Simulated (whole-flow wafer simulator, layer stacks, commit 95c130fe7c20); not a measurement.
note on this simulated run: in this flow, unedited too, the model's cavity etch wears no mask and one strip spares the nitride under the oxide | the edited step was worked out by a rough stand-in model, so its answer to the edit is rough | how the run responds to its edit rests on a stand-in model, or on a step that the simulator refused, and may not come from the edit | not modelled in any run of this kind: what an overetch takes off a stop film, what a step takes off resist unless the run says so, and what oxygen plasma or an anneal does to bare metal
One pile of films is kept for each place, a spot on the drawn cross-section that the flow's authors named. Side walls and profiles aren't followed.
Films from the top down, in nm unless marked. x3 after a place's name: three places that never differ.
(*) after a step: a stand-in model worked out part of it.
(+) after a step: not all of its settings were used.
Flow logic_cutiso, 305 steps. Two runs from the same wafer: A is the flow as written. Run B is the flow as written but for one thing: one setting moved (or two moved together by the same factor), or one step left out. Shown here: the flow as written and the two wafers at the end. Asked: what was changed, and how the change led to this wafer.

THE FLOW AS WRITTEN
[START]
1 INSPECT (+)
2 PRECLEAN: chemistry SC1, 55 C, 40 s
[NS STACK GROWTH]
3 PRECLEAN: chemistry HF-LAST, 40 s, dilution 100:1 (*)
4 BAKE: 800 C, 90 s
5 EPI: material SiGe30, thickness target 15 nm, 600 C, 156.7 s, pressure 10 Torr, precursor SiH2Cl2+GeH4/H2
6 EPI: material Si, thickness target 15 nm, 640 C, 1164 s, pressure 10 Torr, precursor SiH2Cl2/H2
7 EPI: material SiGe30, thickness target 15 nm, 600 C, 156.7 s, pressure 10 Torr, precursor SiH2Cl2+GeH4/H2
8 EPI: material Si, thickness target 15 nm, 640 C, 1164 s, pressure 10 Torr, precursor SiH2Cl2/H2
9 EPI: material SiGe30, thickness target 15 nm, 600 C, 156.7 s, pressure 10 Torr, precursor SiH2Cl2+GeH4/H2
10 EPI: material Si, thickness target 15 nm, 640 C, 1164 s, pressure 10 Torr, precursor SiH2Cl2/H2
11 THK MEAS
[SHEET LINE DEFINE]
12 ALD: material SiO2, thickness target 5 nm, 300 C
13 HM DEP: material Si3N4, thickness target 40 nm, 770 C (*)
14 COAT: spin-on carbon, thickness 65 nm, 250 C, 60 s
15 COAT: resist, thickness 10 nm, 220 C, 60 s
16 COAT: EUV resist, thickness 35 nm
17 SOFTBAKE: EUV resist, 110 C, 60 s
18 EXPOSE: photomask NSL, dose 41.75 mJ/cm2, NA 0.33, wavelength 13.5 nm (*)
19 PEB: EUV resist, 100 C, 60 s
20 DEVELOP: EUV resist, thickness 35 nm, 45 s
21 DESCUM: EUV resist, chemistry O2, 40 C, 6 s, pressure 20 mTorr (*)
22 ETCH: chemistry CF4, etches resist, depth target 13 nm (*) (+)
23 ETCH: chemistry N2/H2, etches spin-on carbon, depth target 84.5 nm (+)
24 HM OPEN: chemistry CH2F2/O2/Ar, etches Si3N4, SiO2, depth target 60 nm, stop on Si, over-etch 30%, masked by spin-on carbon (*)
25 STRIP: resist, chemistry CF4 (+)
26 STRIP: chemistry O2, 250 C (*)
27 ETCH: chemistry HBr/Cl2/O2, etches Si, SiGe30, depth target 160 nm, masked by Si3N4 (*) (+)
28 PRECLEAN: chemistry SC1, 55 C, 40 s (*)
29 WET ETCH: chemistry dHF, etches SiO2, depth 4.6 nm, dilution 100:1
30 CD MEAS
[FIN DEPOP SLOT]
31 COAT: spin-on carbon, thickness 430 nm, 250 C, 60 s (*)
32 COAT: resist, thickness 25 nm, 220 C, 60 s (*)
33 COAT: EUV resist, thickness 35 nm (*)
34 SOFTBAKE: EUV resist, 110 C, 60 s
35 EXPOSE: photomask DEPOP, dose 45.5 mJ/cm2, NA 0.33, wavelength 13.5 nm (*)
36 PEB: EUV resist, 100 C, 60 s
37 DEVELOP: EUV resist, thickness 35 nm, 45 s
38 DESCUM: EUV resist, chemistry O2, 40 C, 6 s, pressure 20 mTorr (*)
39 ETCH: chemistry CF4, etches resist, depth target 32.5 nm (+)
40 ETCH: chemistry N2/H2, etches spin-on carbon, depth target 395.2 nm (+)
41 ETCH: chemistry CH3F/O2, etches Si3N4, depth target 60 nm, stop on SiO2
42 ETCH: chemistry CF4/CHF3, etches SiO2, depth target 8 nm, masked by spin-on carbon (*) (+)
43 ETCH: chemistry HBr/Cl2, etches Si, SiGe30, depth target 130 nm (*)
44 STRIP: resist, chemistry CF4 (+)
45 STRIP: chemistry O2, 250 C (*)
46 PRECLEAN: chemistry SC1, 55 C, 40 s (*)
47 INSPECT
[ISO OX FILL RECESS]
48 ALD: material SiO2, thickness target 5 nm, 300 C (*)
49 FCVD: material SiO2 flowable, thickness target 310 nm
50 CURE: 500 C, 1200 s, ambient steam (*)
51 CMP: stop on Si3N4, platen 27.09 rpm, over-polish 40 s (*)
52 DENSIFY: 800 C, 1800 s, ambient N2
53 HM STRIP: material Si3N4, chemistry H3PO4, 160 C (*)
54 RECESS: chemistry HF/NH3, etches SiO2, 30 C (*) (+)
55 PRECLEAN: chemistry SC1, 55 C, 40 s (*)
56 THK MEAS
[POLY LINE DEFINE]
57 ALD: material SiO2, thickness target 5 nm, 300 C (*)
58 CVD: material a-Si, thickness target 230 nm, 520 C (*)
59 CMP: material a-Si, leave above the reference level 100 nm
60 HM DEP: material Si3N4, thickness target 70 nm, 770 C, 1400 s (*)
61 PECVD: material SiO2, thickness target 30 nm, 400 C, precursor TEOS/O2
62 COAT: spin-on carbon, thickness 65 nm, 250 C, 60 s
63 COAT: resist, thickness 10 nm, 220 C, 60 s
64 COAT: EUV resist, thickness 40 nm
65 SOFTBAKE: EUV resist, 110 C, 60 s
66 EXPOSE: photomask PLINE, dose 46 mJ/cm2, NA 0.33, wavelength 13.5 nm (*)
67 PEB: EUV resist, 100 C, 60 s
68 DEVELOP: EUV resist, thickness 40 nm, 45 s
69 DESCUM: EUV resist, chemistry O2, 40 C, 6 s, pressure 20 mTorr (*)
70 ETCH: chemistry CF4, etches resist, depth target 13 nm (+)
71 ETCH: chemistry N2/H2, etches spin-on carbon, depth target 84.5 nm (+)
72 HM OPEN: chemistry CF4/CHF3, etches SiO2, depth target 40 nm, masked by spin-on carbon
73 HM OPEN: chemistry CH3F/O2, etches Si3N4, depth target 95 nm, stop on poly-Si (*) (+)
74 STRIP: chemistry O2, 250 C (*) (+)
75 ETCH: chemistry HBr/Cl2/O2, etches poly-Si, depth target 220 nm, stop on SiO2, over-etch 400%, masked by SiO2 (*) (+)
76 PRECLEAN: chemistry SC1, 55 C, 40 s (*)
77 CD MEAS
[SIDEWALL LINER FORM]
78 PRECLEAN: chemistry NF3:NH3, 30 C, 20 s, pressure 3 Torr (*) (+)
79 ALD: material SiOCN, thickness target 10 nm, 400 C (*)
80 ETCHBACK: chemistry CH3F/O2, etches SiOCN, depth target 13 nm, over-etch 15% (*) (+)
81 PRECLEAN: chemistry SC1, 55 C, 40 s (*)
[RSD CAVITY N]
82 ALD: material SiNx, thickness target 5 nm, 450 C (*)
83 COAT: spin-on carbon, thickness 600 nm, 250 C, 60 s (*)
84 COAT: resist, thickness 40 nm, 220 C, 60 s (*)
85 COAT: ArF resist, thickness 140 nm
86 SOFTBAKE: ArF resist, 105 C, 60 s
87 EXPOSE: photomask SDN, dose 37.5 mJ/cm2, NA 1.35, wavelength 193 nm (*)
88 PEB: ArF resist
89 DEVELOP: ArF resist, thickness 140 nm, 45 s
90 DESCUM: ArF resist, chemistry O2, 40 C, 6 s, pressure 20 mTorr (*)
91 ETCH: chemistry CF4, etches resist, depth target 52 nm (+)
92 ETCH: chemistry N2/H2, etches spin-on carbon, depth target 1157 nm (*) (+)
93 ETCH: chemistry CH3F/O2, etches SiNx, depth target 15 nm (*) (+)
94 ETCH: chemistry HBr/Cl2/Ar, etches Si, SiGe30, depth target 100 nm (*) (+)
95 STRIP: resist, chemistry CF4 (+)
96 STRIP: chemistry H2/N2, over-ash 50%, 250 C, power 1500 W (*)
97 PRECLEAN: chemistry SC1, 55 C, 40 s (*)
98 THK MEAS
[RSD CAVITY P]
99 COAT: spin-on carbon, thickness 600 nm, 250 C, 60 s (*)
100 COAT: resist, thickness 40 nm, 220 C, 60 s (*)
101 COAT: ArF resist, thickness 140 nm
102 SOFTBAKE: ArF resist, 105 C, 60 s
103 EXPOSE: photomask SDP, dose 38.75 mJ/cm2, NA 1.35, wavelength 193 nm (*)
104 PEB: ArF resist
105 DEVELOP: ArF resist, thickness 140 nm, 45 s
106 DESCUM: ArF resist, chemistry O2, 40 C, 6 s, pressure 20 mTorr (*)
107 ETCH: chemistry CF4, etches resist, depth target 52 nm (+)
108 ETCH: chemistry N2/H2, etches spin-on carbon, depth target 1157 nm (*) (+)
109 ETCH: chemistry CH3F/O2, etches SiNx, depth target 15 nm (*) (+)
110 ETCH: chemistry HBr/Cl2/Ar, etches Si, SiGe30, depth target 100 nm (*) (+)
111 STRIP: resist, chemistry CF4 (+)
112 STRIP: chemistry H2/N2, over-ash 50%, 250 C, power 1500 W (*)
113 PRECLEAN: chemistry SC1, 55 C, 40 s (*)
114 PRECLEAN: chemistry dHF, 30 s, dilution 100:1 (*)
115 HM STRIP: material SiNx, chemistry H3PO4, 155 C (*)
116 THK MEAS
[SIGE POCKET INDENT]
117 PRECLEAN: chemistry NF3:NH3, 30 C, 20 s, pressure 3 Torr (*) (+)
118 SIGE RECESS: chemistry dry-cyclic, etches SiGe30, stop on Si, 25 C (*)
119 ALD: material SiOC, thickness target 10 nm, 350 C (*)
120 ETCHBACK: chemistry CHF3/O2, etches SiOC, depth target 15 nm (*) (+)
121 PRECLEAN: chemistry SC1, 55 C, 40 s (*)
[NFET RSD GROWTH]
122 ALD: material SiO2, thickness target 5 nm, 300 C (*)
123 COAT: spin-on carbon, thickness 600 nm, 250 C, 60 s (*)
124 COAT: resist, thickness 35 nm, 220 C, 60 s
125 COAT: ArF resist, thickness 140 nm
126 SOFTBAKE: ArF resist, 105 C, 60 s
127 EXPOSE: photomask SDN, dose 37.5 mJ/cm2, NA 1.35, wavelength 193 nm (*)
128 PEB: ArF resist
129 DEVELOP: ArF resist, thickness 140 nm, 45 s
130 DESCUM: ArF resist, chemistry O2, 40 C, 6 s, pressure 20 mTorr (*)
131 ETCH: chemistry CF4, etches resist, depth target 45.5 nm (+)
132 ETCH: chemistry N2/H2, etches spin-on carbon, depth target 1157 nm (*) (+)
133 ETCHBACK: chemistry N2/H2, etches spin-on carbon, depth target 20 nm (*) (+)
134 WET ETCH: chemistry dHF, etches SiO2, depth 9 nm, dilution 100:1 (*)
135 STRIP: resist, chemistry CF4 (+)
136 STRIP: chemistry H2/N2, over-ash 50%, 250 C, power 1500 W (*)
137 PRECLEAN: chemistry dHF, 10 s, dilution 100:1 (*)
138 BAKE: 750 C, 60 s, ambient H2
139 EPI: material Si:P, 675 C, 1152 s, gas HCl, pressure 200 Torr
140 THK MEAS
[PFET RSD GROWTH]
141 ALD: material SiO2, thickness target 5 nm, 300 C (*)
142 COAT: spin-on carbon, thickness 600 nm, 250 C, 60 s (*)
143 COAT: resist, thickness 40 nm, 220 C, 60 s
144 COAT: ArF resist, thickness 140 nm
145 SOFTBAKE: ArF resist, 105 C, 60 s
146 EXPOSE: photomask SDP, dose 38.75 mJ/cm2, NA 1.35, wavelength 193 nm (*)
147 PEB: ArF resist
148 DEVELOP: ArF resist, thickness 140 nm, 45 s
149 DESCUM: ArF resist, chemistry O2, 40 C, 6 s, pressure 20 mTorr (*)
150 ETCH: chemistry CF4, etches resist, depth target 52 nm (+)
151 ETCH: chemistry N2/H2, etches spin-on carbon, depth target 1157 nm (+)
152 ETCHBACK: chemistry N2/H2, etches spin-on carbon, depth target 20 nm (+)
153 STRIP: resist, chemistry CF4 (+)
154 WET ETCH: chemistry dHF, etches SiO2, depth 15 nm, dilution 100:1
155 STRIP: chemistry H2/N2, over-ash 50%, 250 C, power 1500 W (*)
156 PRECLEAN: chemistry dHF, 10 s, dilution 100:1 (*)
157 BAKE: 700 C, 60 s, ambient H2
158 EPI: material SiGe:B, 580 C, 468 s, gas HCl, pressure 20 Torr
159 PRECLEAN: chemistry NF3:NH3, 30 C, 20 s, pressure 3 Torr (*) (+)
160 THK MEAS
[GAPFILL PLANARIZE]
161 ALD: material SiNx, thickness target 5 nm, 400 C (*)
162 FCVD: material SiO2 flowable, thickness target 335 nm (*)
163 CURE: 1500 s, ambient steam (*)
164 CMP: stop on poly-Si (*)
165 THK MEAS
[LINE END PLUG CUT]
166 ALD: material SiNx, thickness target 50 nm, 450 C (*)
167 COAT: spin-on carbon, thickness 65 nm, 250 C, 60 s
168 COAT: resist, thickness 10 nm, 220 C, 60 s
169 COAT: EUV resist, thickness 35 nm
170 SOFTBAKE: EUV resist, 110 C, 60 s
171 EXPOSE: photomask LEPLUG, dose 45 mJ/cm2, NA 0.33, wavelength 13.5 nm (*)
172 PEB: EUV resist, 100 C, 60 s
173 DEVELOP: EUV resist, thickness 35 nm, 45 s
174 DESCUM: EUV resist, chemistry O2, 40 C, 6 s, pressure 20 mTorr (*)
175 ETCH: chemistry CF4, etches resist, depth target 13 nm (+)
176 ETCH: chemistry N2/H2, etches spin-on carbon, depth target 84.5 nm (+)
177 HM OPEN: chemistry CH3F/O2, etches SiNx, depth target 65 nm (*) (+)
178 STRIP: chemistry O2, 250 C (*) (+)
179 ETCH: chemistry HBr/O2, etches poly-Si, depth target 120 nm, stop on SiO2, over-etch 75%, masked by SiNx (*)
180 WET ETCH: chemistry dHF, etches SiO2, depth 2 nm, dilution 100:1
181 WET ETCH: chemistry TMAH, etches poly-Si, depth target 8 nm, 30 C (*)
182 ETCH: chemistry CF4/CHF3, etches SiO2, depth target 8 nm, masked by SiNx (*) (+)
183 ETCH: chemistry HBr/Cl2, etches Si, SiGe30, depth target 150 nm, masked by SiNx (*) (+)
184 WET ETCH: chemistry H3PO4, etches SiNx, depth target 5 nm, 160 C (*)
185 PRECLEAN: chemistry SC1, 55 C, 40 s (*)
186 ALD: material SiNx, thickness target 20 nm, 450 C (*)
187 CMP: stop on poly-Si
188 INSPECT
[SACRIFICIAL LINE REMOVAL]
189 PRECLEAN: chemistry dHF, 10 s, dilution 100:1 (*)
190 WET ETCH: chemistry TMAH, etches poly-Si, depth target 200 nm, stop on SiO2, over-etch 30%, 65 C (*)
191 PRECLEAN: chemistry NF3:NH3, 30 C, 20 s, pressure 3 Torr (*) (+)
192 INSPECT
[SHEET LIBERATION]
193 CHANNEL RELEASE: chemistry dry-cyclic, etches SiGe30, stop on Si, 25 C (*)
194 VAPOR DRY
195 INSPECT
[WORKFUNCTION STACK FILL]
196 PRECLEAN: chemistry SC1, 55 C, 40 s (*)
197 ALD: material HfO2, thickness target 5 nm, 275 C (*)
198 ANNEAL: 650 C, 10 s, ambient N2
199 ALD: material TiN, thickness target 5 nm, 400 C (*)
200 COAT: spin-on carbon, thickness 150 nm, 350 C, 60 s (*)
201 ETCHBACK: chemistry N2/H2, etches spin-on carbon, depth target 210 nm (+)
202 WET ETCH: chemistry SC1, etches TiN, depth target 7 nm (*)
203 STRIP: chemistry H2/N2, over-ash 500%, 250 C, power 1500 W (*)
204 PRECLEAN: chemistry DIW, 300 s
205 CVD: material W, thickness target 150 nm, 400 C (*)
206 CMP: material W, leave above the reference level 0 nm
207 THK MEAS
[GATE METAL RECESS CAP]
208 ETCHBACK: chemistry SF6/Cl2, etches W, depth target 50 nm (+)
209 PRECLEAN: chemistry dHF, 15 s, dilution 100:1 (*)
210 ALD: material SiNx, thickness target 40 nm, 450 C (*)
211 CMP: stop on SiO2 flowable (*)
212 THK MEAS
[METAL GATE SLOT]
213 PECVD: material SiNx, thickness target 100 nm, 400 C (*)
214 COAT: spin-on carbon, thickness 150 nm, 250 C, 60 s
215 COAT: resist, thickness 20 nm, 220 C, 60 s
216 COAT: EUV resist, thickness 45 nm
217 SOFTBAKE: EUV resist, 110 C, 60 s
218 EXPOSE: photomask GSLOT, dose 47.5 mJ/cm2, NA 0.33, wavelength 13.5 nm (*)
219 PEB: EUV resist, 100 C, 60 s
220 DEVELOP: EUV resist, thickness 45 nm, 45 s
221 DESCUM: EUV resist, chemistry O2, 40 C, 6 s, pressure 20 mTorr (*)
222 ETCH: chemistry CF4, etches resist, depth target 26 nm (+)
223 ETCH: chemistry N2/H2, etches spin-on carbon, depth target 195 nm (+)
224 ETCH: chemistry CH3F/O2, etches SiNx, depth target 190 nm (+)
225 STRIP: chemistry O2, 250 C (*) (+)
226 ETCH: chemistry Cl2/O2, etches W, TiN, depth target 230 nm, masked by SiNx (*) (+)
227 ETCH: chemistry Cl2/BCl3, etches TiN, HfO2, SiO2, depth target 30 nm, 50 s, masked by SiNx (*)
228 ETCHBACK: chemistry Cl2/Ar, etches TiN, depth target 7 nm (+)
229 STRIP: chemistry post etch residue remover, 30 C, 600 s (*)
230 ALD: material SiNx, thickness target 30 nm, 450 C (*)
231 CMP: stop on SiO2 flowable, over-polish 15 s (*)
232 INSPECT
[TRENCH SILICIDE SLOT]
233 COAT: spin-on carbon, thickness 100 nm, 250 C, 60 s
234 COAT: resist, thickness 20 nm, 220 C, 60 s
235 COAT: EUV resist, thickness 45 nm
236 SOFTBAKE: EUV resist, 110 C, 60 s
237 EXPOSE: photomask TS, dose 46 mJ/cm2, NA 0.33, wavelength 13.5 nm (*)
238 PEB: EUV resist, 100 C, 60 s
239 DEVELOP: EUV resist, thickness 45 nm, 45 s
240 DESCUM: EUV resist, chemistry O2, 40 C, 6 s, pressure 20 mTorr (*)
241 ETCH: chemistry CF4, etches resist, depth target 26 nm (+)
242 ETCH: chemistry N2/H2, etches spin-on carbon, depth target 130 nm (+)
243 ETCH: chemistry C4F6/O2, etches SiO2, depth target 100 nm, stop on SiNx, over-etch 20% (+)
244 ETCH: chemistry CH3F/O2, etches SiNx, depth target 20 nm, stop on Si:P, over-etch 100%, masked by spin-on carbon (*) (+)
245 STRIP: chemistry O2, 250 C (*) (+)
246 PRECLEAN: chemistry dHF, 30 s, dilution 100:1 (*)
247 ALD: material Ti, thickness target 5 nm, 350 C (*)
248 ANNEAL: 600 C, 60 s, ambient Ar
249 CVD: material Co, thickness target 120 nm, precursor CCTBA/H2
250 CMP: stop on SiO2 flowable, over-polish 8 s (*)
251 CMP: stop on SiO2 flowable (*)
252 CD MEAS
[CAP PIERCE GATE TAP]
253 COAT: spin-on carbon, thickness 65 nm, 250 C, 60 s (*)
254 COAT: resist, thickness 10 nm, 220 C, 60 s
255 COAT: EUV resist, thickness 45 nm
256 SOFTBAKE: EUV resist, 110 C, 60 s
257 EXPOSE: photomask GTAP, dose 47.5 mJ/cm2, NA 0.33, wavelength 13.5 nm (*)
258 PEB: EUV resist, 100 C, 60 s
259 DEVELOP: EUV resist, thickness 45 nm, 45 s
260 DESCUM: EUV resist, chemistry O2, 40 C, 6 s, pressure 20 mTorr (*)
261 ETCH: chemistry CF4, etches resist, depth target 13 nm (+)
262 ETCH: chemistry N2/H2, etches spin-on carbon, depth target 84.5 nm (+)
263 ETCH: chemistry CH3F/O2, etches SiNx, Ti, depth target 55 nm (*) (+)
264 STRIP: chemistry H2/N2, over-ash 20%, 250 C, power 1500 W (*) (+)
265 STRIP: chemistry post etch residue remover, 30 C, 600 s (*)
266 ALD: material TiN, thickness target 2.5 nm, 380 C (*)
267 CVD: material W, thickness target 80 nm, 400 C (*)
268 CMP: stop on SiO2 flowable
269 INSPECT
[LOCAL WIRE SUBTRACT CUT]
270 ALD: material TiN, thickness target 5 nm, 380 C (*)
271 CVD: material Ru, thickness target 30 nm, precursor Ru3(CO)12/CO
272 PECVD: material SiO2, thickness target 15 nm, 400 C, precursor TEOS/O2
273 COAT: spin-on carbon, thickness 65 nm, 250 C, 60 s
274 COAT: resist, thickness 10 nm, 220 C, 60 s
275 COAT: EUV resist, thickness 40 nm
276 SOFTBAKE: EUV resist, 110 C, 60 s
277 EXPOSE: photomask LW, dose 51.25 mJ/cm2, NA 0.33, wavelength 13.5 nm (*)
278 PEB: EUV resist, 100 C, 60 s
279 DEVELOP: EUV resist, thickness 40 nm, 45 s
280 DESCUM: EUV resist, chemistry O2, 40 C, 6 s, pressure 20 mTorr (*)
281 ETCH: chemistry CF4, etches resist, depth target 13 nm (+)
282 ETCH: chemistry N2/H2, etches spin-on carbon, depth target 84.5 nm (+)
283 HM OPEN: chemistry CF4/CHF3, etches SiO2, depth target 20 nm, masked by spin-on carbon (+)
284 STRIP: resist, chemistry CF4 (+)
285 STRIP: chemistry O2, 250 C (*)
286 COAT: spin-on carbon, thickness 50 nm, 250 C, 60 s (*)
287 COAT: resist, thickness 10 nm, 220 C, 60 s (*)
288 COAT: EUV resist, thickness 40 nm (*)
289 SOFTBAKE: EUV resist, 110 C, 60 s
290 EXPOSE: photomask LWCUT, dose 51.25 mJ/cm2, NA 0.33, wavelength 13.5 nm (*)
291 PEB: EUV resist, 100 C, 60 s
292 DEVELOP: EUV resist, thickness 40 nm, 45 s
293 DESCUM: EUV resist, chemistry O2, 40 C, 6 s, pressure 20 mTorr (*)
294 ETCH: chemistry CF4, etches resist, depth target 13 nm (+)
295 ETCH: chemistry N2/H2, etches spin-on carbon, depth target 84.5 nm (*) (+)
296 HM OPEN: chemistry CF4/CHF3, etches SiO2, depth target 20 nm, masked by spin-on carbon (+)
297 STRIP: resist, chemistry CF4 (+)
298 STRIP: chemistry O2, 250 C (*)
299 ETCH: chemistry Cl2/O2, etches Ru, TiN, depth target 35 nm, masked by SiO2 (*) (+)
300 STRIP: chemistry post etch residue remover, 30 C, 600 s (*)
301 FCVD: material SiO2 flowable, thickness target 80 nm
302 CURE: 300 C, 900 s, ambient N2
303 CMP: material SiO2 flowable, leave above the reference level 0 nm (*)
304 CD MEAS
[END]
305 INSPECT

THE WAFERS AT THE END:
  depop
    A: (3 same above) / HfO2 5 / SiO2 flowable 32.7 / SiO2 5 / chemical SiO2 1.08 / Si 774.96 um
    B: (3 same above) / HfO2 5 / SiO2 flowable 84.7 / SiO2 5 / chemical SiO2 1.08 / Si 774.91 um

The cause: step 43, ETCH: depth target 182 nm was run, where the flow has depth target 130 nm.

How the change led to this, step by step:
  43 ETCH: chemistry HBr/Cl2, etches Si, SiGe30, depth target 130 nm (*)
      dpovl, gl, glp and 16 more: A spin-on carbon -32 | B spin-on carbon -42.4
      depop: A Si -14 (all of it), SiGe30 -15 (all of it), Si -15 (all of it), SiGe30 -15 (all of it), Si -15 (all of it), SiGe30 -15 (all of it), Si -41 | B Si -14 (all of it), SiGe30 -15 (all of it), Si -15 (all of it), SiGe30 -15 (all of it), Si -15 (all of it), SiGe30 -15 (all of it), Si -93
      (and at 2 more places)
  45 STRIP: chemistry O2, 250 C (*)
      glp, tap: A spin-on carbon -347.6 (all of it) | B spin-on carbon -337.2 (all of it)
      gxn, gxp: A spin-on carbon -346.5 (all of it) | B spin-on carbon -336.1 (all of it)
      (and at 13 more places)
  49 FCVD: material SiO2 flowable, thickness target 310 nm
      depop: A SiO2 flowable +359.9 (new film) | B SiO2 flowable +407.6 (new film)
      ns: A SiO2 flowable +201.3 (new film) | B SiO2 flowable +197 (new film)
  51 CMP: stop on Si3N4, platen 27.09 rpm, over-polish 40 s (*)
      depop: A SiO2 flowable -200.5 | B SiO2 flowable -196
      dpovl: A SiO2 flowable -200.4 | B SiO2 flowable -195.9
      (and at 3 more places)
  52 DENSIFY: 800 C, 1800 s, ambient N2
      depop: A SiO2 flowable -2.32 | B SiO2 flowable -3.15
      nsgap: A SiO2 flowable -2.13 | B SiO2 flowable -2.87
